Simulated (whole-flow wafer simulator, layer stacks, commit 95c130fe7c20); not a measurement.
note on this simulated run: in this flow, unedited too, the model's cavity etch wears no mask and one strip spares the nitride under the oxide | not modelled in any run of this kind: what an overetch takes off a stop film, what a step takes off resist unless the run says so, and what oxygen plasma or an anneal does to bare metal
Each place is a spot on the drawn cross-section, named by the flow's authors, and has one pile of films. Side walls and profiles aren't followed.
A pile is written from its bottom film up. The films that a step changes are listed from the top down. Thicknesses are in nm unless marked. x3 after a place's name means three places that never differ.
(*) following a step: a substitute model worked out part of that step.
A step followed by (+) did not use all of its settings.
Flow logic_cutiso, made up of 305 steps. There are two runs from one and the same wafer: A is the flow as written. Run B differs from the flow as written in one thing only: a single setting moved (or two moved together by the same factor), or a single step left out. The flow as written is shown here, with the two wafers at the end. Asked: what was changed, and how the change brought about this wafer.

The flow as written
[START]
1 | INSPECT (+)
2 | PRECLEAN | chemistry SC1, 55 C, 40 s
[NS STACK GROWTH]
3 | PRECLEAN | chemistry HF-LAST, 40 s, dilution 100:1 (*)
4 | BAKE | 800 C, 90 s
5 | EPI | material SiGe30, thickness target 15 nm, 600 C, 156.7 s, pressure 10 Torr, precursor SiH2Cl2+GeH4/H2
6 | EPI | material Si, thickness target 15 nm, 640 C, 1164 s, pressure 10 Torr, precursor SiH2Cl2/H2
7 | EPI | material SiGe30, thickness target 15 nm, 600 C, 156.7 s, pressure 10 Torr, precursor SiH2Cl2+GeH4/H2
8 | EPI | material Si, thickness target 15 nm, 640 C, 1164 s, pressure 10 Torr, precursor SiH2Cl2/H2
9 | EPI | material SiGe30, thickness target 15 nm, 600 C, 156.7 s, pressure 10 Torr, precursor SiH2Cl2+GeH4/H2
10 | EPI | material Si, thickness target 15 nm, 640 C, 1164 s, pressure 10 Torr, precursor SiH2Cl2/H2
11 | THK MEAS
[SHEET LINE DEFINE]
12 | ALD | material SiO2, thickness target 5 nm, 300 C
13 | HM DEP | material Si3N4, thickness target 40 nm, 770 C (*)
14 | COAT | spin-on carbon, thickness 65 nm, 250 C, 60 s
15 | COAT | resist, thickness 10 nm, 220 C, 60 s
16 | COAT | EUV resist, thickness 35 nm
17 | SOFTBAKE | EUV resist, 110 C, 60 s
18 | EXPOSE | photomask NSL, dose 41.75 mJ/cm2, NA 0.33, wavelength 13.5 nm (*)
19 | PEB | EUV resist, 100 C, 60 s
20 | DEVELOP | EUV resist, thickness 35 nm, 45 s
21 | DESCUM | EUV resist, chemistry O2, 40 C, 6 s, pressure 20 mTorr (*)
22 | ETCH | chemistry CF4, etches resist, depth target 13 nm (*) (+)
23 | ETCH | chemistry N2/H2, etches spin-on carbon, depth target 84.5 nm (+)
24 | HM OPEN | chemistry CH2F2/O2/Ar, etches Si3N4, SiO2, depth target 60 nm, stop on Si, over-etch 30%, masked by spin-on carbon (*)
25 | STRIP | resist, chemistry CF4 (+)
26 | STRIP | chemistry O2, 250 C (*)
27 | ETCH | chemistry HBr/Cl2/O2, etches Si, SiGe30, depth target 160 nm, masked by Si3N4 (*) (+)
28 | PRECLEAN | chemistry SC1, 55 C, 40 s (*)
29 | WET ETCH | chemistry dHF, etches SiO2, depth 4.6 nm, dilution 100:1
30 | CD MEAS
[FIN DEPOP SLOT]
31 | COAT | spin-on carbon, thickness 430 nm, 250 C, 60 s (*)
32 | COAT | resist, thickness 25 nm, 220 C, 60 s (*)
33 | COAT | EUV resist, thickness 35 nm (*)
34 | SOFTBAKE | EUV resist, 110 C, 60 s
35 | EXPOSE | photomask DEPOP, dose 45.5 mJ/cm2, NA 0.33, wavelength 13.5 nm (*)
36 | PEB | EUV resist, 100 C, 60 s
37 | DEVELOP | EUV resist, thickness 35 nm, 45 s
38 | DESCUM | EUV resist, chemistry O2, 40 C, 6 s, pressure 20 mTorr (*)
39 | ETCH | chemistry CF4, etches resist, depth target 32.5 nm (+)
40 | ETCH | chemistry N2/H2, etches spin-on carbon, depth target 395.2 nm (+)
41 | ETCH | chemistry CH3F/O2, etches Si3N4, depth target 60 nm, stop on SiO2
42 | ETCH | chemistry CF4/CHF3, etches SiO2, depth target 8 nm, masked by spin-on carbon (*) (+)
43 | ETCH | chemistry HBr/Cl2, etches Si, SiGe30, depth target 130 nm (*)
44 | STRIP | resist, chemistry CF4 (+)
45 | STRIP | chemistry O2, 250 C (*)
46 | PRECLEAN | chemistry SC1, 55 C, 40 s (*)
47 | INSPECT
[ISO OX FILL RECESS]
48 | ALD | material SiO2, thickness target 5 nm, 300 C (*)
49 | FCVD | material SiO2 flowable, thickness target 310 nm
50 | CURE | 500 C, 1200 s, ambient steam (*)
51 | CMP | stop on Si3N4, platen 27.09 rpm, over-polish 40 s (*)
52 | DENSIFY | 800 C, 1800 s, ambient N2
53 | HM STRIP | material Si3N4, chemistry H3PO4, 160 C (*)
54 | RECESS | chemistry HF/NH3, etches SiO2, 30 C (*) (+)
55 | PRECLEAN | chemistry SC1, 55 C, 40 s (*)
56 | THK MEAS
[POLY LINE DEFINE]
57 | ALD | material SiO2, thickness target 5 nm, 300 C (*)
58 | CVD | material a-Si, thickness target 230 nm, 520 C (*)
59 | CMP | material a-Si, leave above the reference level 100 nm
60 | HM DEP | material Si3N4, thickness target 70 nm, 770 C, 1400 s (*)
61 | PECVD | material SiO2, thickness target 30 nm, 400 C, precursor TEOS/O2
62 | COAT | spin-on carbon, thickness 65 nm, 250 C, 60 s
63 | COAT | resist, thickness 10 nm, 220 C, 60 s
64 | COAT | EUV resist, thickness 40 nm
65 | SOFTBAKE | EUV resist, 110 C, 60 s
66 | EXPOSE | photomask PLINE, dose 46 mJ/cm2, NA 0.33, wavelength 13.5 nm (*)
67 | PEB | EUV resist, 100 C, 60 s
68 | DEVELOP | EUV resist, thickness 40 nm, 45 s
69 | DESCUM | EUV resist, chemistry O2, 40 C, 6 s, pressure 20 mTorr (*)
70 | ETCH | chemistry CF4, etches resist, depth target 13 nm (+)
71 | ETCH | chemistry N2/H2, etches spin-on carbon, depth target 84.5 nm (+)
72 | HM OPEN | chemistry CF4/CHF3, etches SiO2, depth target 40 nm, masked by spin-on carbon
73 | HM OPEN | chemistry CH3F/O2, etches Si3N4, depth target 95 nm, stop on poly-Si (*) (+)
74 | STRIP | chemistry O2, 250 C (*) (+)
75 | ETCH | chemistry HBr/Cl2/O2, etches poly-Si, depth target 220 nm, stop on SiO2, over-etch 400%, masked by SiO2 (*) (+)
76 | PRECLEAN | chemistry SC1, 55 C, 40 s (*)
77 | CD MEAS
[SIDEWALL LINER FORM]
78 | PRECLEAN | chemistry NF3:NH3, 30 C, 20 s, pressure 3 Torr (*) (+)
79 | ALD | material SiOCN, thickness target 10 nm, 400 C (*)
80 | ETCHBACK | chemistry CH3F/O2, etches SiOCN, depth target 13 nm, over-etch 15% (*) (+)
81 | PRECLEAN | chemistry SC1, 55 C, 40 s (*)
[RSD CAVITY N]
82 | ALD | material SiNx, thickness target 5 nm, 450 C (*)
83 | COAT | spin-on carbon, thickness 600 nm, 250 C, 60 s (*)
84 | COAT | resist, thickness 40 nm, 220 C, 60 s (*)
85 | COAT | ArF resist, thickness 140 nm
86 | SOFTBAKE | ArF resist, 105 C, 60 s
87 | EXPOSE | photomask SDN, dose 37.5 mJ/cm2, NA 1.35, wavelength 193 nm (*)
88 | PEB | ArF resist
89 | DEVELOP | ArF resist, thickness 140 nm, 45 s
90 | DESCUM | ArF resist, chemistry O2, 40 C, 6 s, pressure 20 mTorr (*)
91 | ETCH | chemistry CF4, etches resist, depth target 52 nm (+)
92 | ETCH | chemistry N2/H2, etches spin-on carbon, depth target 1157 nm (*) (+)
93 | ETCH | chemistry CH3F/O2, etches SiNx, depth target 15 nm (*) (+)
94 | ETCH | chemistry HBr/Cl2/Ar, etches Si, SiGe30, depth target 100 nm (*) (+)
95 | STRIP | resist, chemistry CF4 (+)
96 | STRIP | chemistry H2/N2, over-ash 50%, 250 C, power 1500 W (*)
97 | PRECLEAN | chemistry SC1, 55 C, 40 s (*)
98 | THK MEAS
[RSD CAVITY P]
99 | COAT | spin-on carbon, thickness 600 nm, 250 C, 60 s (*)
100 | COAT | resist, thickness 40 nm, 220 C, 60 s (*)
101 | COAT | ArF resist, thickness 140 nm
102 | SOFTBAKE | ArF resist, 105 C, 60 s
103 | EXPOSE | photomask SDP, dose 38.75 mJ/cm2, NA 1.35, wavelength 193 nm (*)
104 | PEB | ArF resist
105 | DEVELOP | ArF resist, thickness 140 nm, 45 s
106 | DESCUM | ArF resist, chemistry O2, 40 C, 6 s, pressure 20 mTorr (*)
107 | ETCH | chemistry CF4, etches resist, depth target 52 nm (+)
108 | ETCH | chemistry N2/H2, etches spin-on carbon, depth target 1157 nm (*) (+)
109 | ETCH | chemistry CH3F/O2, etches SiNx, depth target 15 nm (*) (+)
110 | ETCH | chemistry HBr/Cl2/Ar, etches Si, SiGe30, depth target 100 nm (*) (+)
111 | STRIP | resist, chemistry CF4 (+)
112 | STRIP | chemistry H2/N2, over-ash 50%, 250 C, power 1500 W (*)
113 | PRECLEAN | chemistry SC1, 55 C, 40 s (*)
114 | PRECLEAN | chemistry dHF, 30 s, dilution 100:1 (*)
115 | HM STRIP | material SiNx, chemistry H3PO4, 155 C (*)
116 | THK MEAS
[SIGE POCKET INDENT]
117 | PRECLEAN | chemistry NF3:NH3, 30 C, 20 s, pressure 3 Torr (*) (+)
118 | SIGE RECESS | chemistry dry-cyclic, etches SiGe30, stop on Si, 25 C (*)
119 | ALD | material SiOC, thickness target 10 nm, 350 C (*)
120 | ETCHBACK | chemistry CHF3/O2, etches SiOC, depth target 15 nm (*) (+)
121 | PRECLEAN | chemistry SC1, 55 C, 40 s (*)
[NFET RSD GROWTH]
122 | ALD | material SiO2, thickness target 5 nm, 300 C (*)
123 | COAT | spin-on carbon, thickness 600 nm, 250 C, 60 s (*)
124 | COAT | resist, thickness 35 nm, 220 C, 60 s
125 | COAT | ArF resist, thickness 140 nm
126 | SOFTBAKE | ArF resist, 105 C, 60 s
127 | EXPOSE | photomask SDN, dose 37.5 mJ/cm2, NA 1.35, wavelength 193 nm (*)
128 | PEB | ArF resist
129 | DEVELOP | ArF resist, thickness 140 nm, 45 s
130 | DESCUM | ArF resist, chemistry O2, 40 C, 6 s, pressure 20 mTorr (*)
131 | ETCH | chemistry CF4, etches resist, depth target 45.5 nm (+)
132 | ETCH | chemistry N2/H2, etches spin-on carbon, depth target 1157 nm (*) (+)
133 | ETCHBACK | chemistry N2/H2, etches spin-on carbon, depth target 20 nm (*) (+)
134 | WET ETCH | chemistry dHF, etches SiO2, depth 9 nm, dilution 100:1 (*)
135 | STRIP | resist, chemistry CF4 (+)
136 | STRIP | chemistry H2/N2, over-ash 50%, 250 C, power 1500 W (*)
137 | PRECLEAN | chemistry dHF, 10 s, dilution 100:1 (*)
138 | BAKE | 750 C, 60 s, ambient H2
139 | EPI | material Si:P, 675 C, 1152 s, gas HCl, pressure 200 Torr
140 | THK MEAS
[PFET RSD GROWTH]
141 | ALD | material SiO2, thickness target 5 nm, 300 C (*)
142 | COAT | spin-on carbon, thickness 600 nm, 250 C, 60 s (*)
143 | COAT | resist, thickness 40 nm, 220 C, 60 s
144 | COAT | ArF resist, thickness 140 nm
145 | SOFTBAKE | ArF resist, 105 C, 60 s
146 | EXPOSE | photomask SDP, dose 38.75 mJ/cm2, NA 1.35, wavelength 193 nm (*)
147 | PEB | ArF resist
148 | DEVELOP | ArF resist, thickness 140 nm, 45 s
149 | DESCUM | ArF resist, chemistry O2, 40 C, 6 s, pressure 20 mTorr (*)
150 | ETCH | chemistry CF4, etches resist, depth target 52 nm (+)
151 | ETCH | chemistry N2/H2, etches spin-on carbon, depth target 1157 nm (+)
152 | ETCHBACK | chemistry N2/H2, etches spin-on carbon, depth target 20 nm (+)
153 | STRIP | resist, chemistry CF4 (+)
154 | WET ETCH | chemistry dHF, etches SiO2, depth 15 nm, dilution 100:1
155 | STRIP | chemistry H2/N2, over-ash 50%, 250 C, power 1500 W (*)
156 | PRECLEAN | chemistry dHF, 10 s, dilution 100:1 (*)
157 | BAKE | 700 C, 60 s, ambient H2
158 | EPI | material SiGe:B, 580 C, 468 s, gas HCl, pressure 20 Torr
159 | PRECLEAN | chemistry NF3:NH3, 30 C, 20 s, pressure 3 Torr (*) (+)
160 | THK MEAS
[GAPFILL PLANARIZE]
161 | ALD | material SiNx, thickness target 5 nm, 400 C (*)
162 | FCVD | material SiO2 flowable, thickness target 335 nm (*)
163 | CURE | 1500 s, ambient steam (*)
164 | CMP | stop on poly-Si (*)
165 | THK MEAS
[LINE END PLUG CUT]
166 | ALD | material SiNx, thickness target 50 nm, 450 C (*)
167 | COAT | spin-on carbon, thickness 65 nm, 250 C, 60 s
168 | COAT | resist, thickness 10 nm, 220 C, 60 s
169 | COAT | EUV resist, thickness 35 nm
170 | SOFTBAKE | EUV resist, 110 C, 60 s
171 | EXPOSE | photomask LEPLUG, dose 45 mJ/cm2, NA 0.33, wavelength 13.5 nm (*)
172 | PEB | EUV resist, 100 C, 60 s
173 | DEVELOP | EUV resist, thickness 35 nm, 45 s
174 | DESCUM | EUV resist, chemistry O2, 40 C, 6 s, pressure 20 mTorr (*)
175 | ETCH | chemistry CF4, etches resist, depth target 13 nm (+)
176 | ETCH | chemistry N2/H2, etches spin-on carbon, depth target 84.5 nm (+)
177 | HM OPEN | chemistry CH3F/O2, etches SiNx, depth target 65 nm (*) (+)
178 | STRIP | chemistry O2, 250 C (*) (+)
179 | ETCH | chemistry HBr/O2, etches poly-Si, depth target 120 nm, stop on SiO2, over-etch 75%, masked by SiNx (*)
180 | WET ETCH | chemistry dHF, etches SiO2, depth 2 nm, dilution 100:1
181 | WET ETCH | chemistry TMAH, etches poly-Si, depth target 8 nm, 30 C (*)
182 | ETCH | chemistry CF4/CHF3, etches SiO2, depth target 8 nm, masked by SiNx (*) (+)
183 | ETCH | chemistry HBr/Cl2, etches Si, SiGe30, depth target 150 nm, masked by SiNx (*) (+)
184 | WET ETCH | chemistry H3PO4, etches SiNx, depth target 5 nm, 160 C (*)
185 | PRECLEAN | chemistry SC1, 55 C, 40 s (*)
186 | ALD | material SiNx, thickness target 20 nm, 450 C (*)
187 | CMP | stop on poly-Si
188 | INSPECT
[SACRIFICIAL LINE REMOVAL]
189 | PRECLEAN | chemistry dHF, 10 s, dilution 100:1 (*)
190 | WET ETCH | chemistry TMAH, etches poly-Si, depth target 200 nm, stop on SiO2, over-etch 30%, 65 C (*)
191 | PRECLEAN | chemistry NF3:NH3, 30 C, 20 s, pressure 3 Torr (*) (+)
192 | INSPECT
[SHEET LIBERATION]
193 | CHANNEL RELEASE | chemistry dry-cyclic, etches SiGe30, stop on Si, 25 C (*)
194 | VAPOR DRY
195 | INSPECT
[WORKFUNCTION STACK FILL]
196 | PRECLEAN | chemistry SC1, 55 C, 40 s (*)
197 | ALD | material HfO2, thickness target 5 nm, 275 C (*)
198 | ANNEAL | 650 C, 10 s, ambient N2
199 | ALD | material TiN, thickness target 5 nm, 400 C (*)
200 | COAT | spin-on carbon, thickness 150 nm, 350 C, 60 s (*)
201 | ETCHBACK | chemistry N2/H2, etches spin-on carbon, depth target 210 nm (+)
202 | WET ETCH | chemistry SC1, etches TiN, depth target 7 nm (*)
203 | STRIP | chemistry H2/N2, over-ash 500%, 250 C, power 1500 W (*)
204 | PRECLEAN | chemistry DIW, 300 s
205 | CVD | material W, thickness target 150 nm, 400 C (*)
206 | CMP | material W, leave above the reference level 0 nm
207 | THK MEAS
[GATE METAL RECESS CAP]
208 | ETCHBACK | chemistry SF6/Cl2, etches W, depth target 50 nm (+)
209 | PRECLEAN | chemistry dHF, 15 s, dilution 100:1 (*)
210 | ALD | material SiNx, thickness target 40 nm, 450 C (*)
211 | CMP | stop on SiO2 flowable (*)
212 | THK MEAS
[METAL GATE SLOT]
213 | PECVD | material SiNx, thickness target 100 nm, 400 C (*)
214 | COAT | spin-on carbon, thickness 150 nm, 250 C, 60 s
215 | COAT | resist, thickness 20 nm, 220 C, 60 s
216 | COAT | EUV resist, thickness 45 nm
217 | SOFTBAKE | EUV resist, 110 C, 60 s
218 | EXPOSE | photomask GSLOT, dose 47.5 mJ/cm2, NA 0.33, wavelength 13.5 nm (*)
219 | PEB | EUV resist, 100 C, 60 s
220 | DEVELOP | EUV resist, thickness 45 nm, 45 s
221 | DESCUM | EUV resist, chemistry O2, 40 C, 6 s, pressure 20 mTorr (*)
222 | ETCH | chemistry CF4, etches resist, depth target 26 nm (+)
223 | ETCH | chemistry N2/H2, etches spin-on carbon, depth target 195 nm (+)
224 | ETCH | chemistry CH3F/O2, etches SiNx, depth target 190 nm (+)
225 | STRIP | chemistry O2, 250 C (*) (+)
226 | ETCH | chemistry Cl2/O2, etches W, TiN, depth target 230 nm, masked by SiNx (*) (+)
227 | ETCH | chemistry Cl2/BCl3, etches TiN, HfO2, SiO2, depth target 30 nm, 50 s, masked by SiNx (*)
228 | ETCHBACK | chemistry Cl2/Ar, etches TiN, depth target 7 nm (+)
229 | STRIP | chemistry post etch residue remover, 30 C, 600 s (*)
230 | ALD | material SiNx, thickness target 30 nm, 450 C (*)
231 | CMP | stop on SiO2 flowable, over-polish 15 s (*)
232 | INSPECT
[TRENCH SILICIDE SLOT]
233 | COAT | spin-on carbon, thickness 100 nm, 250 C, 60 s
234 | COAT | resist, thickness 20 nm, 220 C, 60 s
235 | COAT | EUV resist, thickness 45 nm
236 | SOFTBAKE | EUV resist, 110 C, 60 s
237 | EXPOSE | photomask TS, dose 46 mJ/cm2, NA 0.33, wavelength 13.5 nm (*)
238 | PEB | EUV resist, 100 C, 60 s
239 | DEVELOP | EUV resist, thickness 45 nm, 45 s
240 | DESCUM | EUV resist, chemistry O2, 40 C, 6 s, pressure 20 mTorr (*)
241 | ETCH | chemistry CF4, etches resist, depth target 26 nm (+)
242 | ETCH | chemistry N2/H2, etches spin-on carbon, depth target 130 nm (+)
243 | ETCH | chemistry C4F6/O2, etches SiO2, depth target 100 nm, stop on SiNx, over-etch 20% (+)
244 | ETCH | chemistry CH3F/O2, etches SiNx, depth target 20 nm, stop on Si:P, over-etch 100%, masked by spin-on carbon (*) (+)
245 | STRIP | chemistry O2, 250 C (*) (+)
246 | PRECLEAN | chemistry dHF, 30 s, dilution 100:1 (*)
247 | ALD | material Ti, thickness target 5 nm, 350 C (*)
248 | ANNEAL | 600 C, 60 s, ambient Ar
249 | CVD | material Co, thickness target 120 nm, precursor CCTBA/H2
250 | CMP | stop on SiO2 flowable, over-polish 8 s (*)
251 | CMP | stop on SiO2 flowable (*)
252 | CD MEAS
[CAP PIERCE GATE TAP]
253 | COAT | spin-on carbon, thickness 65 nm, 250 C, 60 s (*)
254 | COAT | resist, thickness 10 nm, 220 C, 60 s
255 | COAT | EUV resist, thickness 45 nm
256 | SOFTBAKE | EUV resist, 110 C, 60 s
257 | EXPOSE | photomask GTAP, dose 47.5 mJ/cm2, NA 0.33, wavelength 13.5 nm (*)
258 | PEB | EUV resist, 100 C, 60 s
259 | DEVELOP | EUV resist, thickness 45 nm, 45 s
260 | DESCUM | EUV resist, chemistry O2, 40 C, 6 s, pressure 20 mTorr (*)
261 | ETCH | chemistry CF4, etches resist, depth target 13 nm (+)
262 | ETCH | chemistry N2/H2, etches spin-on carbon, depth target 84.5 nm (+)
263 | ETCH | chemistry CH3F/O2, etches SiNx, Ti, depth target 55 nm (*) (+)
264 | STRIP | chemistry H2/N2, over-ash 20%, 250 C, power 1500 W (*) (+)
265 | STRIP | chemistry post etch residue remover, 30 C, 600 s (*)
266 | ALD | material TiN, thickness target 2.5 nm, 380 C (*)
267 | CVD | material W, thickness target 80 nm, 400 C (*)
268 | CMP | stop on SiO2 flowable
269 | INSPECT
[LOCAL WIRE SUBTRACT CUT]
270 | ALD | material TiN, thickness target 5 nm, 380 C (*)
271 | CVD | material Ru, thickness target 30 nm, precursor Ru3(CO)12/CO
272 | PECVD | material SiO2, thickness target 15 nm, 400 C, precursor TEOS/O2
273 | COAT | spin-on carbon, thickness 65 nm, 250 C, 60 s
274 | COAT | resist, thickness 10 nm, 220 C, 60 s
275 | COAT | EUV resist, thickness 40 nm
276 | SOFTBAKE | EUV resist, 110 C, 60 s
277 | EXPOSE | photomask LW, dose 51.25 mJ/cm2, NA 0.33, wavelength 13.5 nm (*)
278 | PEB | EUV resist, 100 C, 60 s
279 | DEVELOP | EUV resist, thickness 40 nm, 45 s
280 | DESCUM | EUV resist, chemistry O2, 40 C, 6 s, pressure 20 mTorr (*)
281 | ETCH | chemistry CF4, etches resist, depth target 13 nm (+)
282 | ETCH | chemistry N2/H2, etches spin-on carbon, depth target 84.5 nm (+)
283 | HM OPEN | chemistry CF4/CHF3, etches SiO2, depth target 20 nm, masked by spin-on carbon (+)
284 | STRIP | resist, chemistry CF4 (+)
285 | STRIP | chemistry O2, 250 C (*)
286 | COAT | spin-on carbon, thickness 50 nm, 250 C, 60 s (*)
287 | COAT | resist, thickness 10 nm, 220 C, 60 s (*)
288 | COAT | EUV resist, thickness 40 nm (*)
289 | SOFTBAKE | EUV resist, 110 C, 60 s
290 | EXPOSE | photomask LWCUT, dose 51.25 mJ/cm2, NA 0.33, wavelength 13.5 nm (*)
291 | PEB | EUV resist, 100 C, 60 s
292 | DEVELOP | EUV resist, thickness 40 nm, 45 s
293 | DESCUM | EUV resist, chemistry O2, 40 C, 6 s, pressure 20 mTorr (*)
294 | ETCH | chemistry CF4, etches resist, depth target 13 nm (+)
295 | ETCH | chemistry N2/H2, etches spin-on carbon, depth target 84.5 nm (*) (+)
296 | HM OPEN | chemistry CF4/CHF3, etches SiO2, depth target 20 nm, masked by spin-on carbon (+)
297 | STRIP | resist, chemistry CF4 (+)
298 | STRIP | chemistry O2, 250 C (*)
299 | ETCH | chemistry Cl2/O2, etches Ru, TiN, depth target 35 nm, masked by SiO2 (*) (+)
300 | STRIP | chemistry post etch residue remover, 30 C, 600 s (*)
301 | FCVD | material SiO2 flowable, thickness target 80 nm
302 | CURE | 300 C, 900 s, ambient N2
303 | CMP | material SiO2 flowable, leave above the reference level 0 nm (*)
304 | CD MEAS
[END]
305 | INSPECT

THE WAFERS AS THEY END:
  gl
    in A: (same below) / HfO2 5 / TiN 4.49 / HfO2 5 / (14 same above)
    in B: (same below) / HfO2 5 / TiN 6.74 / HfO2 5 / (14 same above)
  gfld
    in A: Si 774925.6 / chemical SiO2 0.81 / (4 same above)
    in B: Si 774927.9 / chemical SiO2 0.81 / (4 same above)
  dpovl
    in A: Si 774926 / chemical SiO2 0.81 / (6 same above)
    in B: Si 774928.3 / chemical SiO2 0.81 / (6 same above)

The reason: step 7, EPI: thickness target 17.2 nm was run, though the flow has thickness target 15 nm; step 7, EPI: 180.2 s was run, where the flow has 156.7 s.

Step by step, how the change led to this:
  7 | EPI | material SiGe30, thickness target 15 nm, 600 C, 156.7 s, pressure 10 Torr, precursor SiH2Cl2+GeH4/H2
      depop, dpovl, gfld and 19 more: A SiGe30 gains 15 (new film) | B SiGe30 gains 17.3 (new film)
  27 | ETCH | chemistry HBr/Cl2/O2, etches Si, SiGe30, depth target 160 nm, masked by Si3N4 (*) (+)
      gfld, gxf, iso, lnri: A chemical SiO2 loses 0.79 (all of it), Si loses 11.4 (all of it), SiGe30 loses 15 (all of it), Si loses 15 (all of it), SiGe30 loses 15 (all of it), Si loses 15 (all of it), SiGe30 loses 15 (all of it), Si loses 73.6 | B chemical SiO2 loses 0.79 (all of it), Si loses 11.4 (all of it), SiGe30 loses 15 (all of it), Si loses 15 (all of it), SiGe30 loses 17.3 (all of it), Si loses 15 (all of it), SiGe30 loses 15 (all of it), Si loses 71.4
      dpovl, nsgap: A chemical SiO2 loses 0.79 (all of it), Si loses 11.8 (all of it), SiGe30 loses 15 (all of it), Si loses 15 (all of it), SiGe30 loses 15 (all of it), Si loses 15 (all of it), SiGe30 loses 15 (all of it), Si loses 73.2 | B chemical SiO2 loses 0.79 (all of it), Si loses 11.8 (all of it), SiGe30 loses 15 (all of it), Si loses 15 (all of it), SiGe30 loses 17.3 (all of it), Si loses 15 (all of it), SiGe30 loses 15 (all of it), Si loses 71
      (and at 1 other place as well)
  43 | ETCH | chemistry HBr/Cl2, etches Si, SiGe30, depth target 130 nm (*)
      depop: A Si loses 14 (all of it), SiGe30 loses 15 (all of it), Si loses 15 (all of it), SiGe30 loses 15 (all of it), Si loses 15 (all of it), SiGe30 loses 15 (all of it), Si loses 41 | B Si loses 14 (all of it), SiGe30 loses 15 (all of it), Si loses 15 (all of it), SiGe30 loses 17.3 (all of it), Si loses 15 (all of it), SiGe30 loses 15 (all of it), Si loses 38.7
  94 | ETCH | chemistry HBr/Cl2/Ar, etches Si, SiGe30, depth target 100 nm (*) (+)
      rsdn, rsdx: A chemical SiO2 loses 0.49 (all of it), Si loses 12.8 (all of it), SiGe30 loses 15 (all of it), Si loses 15 (all of it), SiGe30 loses 15 (all of it), Si loses 15 (all of it), SiGe30 loses 15 (all of it), Si loses 12.2 | B chemical SiO2 loses 0.49 (all of it), Si loses 12.8 (all of it), SiGe30 loses 15 (all of it), Si loses 15 (all of it), SiGe30 loses 17.3 (all of it), Si loses 15 (all of it), SiGe30 loses 15 (all of it), Si loses 9.91
  110 | ETCH | chemistry HBr/Cl2/Ar, etches Si, SiGe30, depth target 100 nm (*) (+)
      rsdp, rsdw: A chemical SiO2 loses 0.49 (all of it), Si loses 12.8 (all of it), SiGe30 loses 15 (all of it), Si loses 15 (all of it), SiGe30 loses 15 (all of it), Si loses 15 (all of it), SiGe30 loses 15 (all of it), Si loses 12.2 | B chemical SiO2 loses 0.49 (all of it), Si loses 12.8 (all of it), SiGe30 loses 15 (all of it), Si loses 15 (all of it), SiGe30 loses 17.3 (all of it), Si loses 15 (all of it), SiGe30 loses 15 (all of it), Si loses 9.91
  118 | SIGE RECESS | chemistry dry-cyclic, etches SiGe30, stop on Si, 25 C (*)
      lnr, lnrp, lnrt: A SiOCN loses 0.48, Si loses 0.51, cavity gains 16 (new film), SiGe30 loses 15 (all of it), Si loses 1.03, cavity gains 16 (new film), SiGe30 loses 15 (all of it), Si loses 1.03, cavity gains 16 (new film), SiGe30 loses 15 (all of it), Si loses 0.51 | B SiOCN loses 0.48, Si loses 0.51, cavity gains 16 (new film), SiGe30 loses 15 (all of it), Si loses 1.03, cavity gains 18.3 (new film), SiGe30 loses 17.3 (all of it), Si loses 1.03, cavity gains 16 (new film), SiGe30 loses 15 (all of it), Si loses 0.51
  119 | ALD | material SiOC, thickness target 10 nm, 350 C (*)
      lnr, lnrp, lnrt: A SiOC gains 10 (new film), SiOC gains 16 (new film), cavity loses 16 (all of it), SiOC gains 16 (new film), cavity loses 16 (all of it), SiOC gains 16 (new film), cavity loses 16 (all of it) | B SiOC gains 10 (new film), SiOC gains 16 (new film), cavity loses 16 (all of it), SiOC gains 18.3 (new film), cavity loses 18.3 (all of it), SiOC gains 16 (new film), cavity loses 16 (all of it)
  183 | ETCH | chemistry HBr/Cl2, etches Si, SiGe30, depth target 150 nm, masked by SiNx (*) (+)
      plug: A Si loses 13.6 (all of it), SiGe30 loses 15 (all of it), Si loses 15 (all of it), SiGe30 loses 15 (all of it), Si loses 15 (all of it), SiGe30 loses 15 (all of it), Si loses 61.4 | B Si loses 13.6 (all of it), SiGe30 loses 15 (all of it), Si loses 15 (all of it), SiGe30 loses 17.3 (all of it), Si loses 15 (all of it), SiGe30 loses 15 (all of it), Si loses 59.2
  193 | CHANNEL RELEASE | chemistry dry-cyclic, etches SiGe30, stop on Si, 25 C (*)
      gl, glp, gxn, gxp, ns, tap: A chemical SiO2 gains 0.8 (new film), Si loses 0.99, chemical SiO2 gains 0.8 (new film), cavity gains 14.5 (new film), chemical SiO2 gains 0.8 (new film), SiGe30 loses 15 (all of it), Si loses 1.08, chemical SiO2 gains 0.8 (new film), cavity gains 14.5 (new film), chemical SiO2 gains 0.8 (new film), SiGe30 loses 15 (all of it), Si loses 1.08, chemical SiO2 gains 0.8 (new film), cavity gains 14.5 (new film), chemical SiO2 gains 0.8 (new film), SiGe30 loses 15 (all of it), Si loses 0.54 | B chemical SiO2 gains 0.8 (new film), Si loses 0.99, chemical SiO2 gains 0.8 (new film), cavity gains 14.5 (new film), chemical SiO2 gains 0.8 (new film), SiGe30 loses 15 (all of it), Si loses 1.08, chemical SiO2 gains 0.8 (new film), cavity gains 16.7 (new film), chemical SiO2 gains 0.8 (new film), SiGe30 loses 17.3 (all of it), Si loses 1.08, chemical SiO2 gains 0.8 (new film), cavity gains 14.5 (new film), chemical SiO2 gains 0.8 (new film), SiGe30 loses 15 (all of it), Si loses 0.54
  199 | ALD | material TiN, thickness target 5 nm, 400 C (*)
      gl, glp, tap: A TiN gains 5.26 (new film), TiN gains 4.49 (new film), cavity loses 4.49 (all of it), TiN gains 4.49 (new film), cavity loses 4.49 (all of it), TiN gains 4.49 (new film), cavity loses 4.49 (all of it) | B TiN gains 5.26 (new film), TiN gains 4.49 (new film), cavity loses 4.49 (all of it), TiN gains 6.74 (new film), cavity loses 6.74 (all of it), TiN gains 4.49 (new film), cavity loses 4.49 (all of it)
      gxn, gxp, ns: A TiN gains 5 (new film), TiN gains 4.49 (new film), cavity loses 4.49 (all of it), TiN gains 4.49 (new film), cavity loses 4.49 (all of it), TiN gains 4.49 (new film), cavity loses 4.49 (all of it) | B TiN gains 5 (new film), TiN gains 4.49 (new film), cavity loses 4.49 (all of it), TiN gains 6.74 (new film), cavity loses 6.74 (all of it), TiN gains 4.49 (new film), cavity loses 4.49 (all of it)
